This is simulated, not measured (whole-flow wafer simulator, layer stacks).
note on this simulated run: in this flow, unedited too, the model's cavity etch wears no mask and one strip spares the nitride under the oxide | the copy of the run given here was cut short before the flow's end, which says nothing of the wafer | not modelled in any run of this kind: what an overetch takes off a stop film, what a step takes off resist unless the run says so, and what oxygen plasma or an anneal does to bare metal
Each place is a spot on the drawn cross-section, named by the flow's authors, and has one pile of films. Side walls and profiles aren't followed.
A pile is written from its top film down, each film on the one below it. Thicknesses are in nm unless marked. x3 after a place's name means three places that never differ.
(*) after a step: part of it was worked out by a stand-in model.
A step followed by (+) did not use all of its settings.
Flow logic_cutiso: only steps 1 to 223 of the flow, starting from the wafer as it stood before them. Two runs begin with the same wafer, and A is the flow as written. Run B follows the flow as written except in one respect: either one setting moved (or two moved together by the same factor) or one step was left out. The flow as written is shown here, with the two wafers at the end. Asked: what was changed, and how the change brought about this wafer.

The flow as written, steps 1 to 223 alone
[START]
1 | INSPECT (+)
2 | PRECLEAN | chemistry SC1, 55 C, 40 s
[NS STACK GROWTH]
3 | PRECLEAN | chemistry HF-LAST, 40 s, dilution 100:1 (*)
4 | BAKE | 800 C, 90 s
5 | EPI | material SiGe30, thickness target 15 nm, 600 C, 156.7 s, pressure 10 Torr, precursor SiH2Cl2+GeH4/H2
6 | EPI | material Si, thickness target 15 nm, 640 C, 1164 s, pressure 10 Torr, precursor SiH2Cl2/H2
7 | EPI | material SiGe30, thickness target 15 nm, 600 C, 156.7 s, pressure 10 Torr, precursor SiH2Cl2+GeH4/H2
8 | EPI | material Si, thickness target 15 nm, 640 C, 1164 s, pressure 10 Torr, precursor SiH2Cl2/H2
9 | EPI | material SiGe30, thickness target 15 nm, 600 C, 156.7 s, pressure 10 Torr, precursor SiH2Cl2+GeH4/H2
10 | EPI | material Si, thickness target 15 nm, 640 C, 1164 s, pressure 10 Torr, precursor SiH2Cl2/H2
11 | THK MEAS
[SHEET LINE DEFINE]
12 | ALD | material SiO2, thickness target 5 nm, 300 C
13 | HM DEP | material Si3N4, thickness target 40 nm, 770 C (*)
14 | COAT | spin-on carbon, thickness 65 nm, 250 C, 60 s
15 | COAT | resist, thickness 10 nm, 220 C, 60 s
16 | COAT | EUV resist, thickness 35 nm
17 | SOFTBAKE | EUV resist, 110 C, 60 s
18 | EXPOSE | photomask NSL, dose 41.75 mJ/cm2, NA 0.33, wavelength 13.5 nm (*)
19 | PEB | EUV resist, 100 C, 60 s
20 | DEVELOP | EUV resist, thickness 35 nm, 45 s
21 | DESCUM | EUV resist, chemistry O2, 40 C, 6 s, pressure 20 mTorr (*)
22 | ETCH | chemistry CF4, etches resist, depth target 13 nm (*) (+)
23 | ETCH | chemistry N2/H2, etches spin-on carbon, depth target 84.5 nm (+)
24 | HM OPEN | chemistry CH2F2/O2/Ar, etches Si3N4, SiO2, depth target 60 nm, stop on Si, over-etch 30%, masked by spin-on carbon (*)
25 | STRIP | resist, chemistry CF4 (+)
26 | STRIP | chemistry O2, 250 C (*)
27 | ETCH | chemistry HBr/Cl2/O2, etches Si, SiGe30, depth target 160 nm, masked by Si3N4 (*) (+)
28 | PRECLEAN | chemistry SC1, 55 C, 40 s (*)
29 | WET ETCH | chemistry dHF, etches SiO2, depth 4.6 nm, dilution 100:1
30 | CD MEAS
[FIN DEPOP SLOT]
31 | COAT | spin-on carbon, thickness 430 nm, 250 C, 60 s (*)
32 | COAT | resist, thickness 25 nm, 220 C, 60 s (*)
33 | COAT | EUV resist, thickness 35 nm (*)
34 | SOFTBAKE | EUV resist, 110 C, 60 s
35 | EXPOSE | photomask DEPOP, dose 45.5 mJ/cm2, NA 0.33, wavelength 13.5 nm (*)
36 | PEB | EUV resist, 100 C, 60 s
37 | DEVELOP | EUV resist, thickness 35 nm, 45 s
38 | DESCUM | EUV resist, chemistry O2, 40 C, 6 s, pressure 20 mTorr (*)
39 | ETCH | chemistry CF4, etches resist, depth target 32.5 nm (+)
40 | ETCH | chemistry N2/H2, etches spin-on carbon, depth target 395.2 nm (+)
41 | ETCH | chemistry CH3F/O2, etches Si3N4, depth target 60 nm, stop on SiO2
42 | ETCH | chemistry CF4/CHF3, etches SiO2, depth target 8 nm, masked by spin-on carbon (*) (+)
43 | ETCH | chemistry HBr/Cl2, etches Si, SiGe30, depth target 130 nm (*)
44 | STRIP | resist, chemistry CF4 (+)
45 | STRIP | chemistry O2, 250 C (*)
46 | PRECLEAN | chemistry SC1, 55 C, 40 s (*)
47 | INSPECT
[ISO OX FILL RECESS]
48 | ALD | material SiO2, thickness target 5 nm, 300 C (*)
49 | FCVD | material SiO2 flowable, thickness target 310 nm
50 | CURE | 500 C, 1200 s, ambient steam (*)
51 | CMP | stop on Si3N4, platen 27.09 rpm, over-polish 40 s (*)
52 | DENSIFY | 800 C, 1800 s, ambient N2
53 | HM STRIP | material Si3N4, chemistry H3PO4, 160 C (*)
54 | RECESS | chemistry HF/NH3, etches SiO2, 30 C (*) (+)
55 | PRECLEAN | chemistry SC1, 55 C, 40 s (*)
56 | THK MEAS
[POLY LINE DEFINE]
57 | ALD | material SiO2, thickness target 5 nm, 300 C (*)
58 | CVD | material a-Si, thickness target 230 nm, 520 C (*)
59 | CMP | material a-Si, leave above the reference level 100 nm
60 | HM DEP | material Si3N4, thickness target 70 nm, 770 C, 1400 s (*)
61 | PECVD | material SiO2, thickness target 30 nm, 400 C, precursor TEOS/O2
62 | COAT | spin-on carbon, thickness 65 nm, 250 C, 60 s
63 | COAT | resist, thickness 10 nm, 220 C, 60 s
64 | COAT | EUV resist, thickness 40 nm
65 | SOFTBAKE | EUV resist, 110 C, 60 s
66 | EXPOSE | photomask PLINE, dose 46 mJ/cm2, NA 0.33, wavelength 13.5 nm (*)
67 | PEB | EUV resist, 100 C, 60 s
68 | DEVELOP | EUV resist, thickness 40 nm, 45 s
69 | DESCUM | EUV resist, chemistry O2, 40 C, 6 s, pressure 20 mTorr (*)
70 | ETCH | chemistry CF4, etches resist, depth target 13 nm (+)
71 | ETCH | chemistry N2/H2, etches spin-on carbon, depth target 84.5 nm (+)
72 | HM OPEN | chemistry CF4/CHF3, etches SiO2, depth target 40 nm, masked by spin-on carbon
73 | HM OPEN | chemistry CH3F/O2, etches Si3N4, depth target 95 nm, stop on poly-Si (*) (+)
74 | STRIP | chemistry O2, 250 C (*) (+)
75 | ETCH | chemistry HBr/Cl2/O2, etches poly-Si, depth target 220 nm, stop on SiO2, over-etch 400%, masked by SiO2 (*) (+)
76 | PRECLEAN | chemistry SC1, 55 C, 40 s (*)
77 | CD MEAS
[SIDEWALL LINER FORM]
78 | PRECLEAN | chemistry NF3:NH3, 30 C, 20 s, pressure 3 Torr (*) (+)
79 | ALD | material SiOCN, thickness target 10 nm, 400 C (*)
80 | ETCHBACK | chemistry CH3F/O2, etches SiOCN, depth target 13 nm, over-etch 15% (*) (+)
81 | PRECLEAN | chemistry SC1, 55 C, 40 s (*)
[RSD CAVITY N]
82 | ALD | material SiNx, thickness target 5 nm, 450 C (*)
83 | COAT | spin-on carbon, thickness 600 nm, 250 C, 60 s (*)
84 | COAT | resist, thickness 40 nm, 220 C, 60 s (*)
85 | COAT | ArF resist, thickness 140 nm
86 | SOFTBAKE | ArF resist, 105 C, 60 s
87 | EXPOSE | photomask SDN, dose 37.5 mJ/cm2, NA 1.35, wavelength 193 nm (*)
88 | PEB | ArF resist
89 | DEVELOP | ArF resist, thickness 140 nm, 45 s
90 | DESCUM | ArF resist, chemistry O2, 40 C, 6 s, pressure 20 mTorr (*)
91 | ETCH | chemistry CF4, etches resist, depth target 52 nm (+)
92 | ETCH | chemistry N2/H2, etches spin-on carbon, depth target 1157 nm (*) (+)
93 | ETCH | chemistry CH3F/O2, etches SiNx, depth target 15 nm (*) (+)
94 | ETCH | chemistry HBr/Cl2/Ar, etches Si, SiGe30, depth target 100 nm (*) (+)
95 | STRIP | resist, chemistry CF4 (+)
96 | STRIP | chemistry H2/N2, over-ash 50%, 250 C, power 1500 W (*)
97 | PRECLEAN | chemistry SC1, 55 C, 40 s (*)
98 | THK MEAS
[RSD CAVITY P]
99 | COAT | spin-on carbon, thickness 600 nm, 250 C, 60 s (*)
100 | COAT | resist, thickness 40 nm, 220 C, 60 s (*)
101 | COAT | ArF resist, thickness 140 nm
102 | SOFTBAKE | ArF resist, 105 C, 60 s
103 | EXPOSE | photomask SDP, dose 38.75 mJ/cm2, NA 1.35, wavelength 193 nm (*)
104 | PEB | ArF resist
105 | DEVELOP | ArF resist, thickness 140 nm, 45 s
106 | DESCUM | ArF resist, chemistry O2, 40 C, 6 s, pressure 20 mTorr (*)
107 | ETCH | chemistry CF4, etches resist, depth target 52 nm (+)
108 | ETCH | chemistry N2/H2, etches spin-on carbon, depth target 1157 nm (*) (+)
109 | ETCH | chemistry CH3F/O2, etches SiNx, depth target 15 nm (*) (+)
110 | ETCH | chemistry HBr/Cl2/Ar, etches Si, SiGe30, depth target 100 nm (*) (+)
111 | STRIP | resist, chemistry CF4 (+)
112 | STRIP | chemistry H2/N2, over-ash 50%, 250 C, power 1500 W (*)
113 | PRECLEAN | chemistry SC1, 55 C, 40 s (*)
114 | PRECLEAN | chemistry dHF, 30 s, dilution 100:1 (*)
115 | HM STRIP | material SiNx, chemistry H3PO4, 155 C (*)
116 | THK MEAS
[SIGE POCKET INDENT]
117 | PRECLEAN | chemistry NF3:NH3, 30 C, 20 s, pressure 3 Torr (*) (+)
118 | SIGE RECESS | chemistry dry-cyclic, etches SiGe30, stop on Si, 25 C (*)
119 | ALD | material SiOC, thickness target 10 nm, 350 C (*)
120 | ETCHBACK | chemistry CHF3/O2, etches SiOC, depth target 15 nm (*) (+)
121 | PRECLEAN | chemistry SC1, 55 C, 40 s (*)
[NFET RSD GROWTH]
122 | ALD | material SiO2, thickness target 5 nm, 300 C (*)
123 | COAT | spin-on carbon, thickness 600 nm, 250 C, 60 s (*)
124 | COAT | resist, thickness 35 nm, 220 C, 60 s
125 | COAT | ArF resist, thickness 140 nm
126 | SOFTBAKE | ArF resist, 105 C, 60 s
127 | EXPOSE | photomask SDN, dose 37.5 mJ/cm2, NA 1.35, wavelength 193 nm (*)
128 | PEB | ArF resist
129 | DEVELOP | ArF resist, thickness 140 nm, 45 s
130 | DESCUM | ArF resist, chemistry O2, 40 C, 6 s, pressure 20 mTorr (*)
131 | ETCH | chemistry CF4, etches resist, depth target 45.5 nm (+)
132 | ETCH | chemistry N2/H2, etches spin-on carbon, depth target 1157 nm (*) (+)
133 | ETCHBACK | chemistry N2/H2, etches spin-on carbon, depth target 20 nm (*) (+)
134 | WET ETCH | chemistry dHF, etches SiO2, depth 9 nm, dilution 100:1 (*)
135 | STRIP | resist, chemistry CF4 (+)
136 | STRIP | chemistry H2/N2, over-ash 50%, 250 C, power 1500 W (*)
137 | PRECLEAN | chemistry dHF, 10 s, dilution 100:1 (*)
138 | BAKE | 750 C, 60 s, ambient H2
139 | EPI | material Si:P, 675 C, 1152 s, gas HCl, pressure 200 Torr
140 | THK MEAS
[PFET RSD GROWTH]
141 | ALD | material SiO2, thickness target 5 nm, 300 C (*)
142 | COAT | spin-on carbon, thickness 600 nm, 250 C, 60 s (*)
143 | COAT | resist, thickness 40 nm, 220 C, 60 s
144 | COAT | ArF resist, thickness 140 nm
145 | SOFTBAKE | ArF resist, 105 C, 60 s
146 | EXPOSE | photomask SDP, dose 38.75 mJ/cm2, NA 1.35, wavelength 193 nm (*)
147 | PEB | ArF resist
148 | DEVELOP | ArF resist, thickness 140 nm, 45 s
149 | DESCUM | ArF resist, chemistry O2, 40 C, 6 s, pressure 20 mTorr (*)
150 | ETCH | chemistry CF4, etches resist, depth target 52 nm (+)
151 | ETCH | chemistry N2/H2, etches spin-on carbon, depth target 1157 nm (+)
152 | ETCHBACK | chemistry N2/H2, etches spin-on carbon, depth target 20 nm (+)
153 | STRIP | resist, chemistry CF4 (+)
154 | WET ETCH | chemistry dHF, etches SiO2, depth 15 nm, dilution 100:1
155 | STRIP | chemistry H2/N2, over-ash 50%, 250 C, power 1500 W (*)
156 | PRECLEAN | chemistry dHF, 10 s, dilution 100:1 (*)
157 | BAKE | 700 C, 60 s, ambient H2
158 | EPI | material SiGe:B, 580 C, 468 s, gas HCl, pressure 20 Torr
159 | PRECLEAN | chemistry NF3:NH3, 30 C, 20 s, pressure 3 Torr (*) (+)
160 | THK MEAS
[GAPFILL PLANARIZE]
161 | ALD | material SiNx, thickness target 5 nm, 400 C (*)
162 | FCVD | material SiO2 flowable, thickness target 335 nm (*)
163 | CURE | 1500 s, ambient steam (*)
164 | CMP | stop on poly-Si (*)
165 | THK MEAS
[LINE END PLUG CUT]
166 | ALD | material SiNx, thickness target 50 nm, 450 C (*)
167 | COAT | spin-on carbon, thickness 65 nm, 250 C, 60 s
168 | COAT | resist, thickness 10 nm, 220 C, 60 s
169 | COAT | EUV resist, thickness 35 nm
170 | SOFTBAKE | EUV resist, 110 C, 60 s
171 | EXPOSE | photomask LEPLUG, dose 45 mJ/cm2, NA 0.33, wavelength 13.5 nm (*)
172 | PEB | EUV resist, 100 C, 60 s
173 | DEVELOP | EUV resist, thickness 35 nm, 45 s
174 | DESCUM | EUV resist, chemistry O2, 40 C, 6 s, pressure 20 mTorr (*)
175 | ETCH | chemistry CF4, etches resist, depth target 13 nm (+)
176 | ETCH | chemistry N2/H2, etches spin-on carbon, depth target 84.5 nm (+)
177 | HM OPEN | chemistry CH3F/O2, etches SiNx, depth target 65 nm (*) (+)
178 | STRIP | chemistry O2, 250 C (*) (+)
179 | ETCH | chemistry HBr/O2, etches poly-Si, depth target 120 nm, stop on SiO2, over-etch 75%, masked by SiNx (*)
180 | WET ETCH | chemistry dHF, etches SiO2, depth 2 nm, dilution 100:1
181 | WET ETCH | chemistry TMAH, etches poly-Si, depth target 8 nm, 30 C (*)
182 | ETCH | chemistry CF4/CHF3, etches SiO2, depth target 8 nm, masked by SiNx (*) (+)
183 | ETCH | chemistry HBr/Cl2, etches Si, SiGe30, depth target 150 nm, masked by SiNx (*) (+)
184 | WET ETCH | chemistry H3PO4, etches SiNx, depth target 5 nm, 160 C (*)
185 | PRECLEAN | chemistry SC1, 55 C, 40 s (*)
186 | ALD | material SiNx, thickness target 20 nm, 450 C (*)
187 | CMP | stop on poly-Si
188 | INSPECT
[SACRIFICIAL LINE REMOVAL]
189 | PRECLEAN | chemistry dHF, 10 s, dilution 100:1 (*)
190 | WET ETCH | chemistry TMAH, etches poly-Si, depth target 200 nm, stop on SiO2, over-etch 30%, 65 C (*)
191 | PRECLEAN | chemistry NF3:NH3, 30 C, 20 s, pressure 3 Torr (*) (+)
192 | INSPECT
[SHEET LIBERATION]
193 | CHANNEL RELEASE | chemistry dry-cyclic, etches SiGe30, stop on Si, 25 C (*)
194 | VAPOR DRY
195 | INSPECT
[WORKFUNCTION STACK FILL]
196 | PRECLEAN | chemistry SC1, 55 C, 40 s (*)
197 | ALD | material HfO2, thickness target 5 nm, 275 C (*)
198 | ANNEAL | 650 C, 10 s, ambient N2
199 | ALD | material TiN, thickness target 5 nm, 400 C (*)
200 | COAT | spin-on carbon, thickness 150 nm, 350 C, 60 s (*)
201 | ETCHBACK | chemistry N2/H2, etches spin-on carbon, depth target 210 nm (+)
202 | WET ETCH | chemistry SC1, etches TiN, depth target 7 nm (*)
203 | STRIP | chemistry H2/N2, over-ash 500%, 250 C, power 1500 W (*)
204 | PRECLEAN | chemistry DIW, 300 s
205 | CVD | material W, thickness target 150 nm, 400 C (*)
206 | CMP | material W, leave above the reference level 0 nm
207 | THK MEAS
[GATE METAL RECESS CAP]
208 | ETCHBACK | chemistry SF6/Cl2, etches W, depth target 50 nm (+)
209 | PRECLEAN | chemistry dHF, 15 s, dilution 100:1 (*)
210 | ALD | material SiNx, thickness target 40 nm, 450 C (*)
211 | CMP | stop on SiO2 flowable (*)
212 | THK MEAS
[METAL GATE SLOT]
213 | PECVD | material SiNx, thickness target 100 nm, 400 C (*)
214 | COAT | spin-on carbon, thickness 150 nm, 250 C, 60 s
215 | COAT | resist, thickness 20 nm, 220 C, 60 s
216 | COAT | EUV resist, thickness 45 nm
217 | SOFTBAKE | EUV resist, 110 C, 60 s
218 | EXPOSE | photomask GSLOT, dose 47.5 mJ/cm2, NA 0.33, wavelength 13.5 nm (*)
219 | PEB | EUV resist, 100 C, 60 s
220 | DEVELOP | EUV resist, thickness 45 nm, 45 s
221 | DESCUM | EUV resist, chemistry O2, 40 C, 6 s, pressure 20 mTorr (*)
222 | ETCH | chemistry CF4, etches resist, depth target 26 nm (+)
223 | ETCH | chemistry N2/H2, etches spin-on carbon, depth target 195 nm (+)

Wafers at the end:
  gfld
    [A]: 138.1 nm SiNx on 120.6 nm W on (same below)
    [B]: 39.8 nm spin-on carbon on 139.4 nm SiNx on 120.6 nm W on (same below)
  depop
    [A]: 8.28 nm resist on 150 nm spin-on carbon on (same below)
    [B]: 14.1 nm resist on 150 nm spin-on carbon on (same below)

Cause: step 223, ETCH: depth target 107.2 nm was run, though the flow has depth target 195 nm.

Step by step, how the change led to this:
  223 | ETCH | chemistry N2/H2, etches spin-on carbon, depth target 195 nm (+)
      gfld: A spin-on carbon loses 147 (all of it), SiNx loses 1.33 | B spin-on carbon loses 107.2
      depop, dpovl, gl and 18 more: A EUV resist loses 26 (all of it), resist loses 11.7 | B EUV resist loses 26 (all of it), resist loses 5.86
